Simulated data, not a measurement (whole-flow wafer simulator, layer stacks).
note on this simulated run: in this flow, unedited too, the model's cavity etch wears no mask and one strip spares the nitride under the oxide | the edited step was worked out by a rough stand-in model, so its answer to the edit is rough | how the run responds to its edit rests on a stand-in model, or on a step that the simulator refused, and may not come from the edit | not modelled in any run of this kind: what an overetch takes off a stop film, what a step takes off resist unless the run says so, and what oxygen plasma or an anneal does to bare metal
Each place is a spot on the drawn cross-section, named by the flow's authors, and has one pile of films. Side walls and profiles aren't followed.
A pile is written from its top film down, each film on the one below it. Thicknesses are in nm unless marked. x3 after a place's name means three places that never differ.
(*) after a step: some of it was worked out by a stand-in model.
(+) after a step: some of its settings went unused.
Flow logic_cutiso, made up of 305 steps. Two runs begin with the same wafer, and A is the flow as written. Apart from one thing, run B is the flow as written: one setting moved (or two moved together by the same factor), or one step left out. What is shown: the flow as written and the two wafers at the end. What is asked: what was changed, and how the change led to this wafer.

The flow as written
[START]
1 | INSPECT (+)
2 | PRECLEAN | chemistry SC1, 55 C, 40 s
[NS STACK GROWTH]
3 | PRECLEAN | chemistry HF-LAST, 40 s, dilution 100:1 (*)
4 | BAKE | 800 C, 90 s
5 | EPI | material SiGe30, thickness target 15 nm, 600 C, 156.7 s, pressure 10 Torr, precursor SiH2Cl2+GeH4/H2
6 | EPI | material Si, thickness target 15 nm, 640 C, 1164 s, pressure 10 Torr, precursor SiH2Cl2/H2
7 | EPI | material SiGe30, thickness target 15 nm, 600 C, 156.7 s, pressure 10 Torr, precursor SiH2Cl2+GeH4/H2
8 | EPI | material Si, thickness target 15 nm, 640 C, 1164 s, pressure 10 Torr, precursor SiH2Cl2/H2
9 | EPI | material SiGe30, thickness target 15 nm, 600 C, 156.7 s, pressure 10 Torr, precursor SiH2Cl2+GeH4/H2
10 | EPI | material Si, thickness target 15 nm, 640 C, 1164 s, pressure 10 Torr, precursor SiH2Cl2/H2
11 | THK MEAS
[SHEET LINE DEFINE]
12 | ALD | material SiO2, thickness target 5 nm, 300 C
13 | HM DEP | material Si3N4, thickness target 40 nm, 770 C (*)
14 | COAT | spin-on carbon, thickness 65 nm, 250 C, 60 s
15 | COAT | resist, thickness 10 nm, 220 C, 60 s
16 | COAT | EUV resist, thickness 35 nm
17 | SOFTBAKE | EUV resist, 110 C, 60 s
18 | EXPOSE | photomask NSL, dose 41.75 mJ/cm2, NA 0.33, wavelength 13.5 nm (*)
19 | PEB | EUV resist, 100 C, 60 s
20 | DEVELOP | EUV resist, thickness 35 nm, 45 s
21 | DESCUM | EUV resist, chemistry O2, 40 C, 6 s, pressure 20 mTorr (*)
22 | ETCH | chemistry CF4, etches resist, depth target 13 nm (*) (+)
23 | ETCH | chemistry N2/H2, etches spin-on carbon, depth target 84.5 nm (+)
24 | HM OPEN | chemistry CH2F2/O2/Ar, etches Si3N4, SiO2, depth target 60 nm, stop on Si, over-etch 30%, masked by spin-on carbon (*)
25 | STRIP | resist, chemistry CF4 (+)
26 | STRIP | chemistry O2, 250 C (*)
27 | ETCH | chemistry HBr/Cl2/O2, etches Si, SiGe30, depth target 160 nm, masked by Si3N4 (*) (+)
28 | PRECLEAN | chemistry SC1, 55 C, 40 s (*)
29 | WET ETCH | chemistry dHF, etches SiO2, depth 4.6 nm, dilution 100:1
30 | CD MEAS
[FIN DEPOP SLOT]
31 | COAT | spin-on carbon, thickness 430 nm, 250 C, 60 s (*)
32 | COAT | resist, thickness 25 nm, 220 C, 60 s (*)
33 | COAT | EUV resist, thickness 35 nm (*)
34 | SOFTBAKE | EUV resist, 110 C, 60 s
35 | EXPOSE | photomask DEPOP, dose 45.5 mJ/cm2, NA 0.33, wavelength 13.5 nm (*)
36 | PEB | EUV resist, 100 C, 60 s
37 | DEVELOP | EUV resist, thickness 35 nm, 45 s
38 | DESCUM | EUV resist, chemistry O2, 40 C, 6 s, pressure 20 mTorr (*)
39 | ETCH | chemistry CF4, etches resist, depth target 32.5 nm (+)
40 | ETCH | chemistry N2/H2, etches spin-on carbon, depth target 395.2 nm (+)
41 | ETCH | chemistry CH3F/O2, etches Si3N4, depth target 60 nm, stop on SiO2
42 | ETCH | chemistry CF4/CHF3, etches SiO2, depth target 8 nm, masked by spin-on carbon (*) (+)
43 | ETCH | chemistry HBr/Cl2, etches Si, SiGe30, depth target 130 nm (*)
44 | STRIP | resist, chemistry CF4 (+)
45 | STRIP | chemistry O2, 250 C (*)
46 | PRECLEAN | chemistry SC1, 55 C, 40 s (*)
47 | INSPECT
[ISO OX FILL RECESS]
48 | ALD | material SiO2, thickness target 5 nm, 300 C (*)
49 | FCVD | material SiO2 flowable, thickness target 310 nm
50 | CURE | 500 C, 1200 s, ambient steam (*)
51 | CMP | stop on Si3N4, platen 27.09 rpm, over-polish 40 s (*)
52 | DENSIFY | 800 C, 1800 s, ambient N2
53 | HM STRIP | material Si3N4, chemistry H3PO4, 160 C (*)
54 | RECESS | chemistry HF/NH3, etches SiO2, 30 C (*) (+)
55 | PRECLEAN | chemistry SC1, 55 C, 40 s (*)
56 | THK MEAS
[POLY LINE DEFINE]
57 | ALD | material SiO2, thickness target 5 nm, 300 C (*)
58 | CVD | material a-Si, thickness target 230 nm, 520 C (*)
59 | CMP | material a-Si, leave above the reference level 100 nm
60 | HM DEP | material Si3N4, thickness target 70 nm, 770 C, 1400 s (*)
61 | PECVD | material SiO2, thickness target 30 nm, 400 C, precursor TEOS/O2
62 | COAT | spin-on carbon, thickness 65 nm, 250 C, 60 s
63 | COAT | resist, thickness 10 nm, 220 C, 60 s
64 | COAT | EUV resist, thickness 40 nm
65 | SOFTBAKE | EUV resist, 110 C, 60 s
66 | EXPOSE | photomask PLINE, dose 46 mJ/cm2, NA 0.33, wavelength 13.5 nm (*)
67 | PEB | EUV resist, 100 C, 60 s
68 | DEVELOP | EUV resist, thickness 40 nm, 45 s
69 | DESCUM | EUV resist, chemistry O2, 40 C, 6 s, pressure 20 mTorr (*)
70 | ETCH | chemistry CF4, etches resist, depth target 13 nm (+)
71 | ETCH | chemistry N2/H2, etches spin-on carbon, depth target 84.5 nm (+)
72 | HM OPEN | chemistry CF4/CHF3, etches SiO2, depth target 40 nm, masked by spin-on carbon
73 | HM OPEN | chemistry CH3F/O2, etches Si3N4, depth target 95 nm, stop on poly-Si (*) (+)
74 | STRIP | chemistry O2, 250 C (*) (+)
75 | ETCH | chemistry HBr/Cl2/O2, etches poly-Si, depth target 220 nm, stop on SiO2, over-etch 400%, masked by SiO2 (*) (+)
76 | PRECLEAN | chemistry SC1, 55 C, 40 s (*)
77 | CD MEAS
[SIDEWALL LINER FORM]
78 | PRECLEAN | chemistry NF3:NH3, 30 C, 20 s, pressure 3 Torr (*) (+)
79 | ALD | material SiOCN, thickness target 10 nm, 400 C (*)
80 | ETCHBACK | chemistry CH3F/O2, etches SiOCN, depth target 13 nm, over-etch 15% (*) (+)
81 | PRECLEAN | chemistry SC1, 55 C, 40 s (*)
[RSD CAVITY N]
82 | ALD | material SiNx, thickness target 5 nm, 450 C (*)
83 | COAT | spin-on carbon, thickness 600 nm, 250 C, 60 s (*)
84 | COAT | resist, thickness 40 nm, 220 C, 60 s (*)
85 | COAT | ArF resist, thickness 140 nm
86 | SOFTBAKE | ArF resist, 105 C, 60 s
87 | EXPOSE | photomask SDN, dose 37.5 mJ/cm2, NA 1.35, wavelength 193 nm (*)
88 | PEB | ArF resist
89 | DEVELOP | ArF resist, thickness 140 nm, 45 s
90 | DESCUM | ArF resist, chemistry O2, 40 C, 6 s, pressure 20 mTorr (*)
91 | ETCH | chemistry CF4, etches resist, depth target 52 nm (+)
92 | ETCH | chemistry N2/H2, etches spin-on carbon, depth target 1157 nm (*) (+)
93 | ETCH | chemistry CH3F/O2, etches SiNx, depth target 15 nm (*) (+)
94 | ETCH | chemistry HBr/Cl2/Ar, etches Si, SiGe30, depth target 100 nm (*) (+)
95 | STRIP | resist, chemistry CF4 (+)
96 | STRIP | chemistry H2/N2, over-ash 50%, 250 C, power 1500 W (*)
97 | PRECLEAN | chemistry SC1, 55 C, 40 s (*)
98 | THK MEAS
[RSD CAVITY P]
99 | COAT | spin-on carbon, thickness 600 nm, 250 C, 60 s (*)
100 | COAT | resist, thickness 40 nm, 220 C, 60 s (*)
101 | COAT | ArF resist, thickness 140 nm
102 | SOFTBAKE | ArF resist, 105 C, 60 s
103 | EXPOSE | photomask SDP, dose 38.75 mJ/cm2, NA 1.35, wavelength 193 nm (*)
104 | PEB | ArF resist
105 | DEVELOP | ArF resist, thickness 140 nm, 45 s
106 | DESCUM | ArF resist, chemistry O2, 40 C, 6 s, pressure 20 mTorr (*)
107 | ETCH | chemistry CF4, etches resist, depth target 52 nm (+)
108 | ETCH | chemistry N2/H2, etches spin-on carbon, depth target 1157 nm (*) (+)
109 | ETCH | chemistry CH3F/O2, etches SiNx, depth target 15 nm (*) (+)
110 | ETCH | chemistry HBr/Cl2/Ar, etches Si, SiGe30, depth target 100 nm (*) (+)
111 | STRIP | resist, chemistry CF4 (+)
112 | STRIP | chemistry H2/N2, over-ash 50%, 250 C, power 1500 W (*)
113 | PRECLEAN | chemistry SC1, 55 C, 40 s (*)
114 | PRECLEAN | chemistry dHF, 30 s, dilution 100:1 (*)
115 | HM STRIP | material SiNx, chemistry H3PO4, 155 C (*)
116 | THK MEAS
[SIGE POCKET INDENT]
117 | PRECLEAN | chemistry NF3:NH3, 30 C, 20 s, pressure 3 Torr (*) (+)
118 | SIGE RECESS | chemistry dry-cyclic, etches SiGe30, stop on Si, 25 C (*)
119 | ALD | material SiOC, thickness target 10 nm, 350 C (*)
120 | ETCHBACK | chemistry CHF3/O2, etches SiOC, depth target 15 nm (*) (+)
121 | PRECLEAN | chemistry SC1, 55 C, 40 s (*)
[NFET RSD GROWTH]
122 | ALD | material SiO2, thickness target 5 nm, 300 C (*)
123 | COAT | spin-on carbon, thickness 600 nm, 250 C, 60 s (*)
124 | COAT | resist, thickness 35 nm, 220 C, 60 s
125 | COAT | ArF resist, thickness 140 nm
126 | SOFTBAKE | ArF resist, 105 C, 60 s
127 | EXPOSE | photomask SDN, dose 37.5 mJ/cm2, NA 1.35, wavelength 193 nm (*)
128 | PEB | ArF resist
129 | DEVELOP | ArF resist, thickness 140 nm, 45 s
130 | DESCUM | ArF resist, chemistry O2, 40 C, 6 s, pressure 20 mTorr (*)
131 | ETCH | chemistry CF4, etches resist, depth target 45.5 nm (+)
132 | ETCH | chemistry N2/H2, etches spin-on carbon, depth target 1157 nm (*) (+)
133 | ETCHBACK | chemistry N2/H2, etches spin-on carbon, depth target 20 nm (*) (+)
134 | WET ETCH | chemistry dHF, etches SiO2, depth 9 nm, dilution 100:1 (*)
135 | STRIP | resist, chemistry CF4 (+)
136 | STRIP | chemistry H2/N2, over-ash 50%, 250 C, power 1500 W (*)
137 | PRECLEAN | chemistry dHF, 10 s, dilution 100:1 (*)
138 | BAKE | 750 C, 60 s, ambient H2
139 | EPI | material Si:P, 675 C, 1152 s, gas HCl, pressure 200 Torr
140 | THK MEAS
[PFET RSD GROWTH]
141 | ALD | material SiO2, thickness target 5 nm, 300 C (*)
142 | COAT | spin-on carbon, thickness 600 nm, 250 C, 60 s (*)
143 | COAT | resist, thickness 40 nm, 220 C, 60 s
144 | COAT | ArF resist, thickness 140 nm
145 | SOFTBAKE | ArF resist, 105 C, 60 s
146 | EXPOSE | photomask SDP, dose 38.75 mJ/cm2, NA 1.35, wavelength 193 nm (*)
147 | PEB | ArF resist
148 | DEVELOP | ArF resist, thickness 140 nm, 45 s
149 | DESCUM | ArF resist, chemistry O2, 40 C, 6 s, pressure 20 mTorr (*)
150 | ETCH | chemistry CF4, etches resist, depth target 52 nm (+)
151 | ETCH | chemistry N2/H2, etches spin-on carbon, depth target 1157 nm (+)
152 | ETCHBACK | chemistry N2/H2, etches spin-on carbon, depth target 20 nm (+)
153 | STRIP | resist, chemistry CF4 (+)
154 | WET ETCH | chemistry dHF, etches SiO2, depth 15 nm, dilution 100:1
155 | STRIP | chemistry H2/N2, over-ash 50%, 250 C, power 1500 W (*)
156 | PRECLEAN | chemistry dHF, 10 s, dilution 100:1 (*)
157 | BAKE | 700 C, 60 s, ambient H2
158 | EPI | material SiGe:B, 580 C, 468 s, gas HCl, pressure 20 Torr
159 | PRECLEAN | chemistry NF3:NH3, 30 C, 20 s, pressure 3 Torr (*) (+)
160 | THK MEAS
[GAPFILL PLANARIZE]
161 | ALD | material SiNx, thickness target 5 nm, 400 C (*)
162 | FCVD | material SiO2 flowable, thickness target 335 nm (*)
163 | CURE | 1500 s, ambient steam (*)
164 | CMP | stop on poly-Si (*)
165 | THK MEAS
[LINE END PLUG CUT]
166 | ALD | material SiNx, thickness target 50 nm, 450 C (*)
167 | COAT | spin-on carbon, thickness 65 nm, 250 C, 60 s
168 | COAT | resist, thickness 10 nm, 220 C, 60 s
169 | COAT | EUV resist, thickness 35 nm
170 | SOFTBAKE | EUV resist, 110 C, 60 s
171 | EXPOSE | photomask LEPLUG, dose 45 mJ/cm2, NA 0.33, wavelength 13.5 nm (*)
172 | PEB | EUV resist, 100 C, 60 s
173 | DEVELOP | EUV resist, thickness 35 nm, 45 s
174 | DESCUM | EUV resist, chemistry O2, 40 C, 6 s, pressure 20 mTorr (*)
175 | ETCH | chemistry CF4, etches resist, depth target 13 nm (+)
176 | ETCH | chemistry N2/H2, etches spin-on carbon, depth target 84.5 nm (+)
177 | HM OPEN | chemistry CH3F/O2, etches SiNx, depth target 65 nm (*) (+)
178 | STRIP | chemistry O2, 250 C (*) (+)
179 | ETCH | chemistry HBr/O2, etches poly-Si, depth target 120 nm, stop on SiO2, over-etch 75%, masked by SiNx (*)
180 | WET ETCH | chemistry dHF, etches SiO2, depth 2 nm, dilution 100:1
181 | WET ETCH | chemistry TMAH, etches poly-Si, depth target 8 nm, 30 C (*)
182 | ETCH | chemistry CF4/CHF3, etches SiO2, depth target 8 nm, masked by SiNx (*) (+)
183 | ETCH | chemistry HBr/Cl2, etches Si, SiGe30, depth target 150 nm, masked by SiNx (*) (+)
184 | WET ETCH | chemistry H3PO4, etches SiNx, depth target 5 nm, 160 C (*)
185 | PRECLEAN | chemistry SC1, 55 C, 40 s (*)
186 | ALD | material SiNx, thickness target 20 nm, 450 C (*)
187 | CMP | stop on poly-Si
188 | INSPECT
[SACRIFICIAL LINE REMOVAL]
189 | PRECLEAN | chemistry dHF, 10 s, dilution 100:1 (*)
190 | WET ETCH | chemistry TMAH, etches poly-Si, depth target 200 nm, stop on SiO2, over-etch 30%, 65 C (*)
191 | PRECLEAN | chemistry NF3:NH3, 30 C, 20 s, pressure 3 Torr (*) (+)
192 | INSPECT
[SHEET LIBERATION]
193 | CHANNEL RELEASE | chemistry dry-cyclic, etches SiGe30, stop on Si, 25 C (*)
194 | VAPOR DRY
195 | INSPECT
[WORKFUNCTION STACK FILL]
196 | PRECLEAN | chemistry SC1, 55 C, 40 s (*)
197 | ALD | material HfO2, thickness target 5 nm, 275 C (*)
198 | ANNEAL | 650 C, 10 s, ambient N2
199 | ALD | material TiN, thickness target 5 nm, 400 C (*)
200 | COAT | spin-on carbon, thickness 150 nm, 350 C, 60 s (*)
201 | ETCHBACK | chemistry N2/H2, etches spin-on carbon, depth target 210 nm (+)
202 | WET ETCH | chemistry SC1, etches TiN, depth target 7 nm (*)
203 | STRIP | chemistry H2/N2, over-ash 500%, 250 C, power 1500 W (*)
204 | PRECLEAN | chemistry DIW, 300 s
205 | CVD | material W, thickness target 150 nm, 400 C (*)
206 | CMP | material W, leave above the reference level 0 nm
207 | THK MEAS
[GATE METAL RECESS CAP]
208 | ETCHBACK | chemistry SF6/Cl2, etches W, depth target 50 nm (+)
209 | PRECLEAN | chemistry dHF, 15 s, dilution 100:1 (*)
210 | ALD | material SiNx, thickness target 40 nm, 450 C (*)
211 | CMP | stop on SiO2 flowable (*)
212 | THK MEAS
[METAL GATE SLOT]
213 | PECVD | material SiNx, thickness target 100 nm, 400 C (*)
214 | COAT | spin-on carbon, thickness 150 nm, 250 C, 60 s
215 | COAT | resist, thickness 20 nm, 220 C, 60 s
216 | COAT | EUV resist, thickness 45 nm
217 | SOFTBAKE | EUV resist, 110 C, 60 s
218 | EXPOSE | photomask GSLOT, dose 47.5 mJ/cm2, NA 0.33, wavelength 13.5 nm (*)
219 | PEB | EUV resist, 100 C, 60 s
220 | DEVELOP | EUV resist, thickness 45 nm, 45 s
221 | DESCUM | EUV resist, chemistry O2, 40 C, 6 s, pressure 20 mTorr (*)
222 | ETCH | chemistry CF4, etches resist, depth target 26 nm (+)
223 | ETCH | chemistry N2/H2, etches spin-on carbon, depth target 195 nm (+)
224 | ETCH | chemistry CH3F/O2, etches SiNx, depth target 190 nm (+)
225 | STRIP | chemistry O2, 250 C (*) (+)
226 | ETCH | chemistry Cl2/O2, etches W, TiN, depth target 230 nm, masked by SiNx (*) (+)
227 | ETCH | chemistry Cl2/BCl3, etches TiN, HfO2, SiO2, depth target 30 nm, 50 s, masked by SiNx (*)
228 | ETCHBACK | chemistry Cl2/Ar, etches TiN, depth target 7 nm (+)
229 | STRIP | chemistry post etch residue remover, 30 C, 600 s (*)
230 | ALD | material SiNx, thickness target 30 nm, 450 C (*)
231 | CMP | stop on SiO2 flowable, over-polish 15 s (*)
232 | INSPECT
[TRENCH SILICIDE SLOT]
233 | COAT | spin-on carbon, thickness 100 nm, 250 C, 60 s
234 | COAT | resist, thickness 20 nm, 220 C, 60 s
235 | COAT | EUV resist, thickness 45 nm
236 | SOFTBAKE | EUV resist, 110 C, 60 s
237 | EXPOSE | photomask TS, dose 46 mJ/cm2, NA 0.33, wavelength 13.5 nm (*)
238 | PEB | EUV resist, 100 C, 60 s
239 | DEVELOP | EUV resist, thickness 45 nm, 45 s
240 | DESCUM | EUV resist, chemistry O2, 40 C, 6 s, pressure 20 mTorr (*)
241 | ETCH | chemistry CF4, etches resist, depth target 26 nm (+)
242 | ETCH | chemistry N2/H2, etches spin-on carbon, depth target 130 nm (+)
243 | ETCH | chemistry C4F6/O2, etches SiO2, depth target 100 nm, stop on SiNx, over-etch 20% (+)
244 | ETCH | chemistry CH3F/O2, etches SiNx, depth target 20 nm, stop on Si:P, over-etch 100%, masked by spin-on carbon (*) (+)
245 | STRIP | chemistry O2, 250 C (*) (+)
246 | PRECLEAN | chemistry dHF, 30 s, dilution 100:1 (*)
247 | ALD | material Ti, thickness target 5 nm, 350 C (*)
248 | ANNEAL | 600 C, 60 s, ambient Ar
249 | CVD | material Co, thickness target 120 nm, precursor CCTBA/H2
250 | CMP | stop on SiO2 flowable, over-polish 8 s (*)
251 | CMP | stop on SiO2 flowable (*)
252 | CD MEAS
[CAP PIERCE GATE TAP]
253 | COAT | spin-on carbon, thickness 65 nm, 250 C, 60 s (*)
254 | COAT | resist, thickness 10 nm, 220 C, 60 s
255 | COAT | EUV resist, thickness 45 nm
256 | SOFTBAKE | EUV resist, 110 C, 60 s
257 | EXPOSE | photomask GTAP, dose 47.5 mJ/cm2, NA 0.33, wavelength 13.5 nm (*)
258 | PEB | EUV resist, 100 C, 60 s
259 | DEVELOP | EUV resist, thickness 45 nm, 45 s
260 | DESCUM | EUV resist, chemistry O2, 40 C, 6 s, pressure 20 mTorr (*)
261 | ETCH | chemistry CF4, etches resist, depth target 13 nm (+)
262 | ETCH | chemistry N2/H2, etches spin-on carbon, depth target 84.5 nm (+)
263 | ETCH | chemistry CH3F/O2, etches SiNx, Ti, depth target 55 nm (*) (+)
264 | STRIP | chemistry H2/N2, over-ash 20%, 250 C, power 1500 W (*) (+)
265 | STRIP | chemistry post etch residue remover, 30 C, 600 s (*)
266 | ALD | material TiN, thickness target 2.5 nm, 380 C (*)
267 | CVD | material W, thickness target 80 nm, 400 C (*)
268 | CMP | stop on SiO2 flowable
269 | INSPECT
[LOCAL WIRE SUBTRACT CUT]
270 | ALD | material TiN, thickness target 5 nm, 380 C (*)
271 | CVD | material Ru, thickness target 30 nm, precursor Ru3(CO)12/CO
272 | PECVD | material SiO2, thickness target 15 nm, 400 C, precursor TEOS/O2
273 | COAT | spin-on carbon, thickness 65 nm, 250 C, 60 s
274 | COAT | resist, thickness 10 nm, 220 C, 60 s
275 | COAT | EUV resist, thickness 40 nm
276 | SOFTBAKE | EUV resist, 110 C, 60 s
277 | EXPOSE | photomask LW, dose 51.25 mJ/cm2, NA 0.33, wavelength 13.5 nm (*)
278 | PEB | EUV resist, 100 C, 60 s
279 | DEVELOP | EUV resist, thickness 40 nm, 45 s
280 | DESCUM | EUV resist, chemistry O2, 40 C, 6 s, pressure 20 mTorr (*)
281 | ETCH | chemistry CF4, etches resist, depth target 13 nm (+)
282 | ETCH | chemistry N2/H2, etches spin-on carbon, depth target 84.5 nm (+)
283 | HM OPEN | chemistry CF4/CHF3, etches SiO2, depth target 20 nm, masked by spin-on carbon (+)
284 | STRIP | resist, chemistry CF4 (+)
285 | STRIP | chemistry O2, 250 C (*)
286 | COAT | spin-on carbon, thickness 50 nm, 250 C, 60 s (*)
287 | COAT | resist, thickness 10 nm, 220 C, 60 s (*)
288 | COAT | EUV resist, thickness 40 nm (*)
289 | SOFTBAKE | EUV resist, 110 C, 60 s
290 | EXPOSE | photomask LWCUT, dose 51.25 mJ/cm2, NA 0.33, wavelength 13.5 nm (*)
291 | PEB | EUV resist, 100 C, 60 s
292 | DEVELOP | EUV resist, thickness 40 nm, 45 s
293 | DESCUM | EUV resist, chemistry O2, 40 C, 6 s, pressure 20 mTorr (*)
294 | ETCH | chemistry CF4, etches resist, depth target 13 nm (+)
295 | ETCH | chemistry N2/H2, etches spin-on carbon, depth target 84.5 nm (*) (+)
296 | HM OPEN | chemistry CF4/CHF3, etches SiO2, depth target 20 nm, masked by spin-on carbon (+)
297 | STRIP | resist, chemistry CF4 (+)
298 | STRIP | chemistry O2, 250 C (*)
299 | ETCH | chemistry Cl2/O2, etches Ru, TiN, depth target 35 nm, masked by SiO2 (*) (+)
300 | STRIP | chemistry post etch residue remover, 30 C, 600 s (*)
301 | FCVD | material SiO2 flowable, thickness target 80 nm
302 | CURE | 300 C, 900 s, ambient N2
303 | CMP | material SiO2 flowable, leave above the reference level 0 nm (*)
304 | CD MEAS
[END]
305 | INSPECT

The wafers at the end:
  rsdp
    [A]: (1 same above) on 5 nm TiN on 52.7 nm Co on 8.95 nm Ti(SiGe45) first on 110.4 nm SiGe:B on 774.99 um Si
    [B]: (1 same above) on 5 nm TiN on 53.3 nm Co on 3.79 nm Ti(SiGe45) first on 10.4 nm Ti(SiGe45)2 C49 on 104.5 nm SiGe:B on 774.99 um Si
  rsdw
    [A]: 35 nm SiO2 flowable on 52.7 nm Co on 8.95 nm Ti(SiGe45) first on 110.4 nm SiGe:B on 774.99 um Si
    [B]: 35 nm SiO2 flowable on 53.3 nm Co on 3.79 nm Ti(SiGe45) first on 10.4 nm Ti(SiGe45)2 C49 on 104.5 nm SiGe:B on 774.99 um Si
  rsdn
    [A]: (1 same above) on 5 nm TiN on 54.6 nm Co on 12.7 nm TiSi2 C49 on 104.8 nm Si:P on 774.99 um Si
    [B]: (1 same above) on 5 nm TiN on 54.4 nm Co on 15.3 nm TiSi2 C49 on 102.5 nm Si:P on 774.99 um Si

The reason: step 247, ALD: thickness target 6 nm was run, whereas the flow has thickness target 5 nm.

The path from the change to this, step by step:
  247 | ALD | material Ti, thickness target 5 nm, 350 C (*)
      depop, dpovl, gfld and 19 more: A +5 Ti (new film) | B +6 Ti (new film)
  248 | ANNEAL | 600 C, 60 s, ambient Ar
      rsdp, rsdw: A +8.95 Ti(SiGe45) first (new film), -5 Ti (all of it), -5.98 SiGe:B | B +3.79 Ti(SiGe45) first (new film), +10.4 Ti(SiGe45)2 C49 (new film), -6 Ti (all of it), -11.8 SiGe:B
      rsdn: A +12.7 TiSi2 C49 (new film), -5 Ti (all of it), -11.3 Si:P | B +15.3 TiSi2 C49 (new film), -6 Ti (all of it), -13.6 Si:P
  250 | CMP | stop on SiO2 flowable, over-polish 8 s (*)
      iso: A -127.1 Co | B -128.3 Co (all of it)
      rsdx: A -127.9 Co (all of it) | B -127.9 Co (all of it), -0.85 Ti
      (as well as at 17 more places)
  251 | CMP | stop on SiO2 flowable (*)
      iso: A -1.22 Co (all of it), -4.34 Ti | B -5.34 Ti
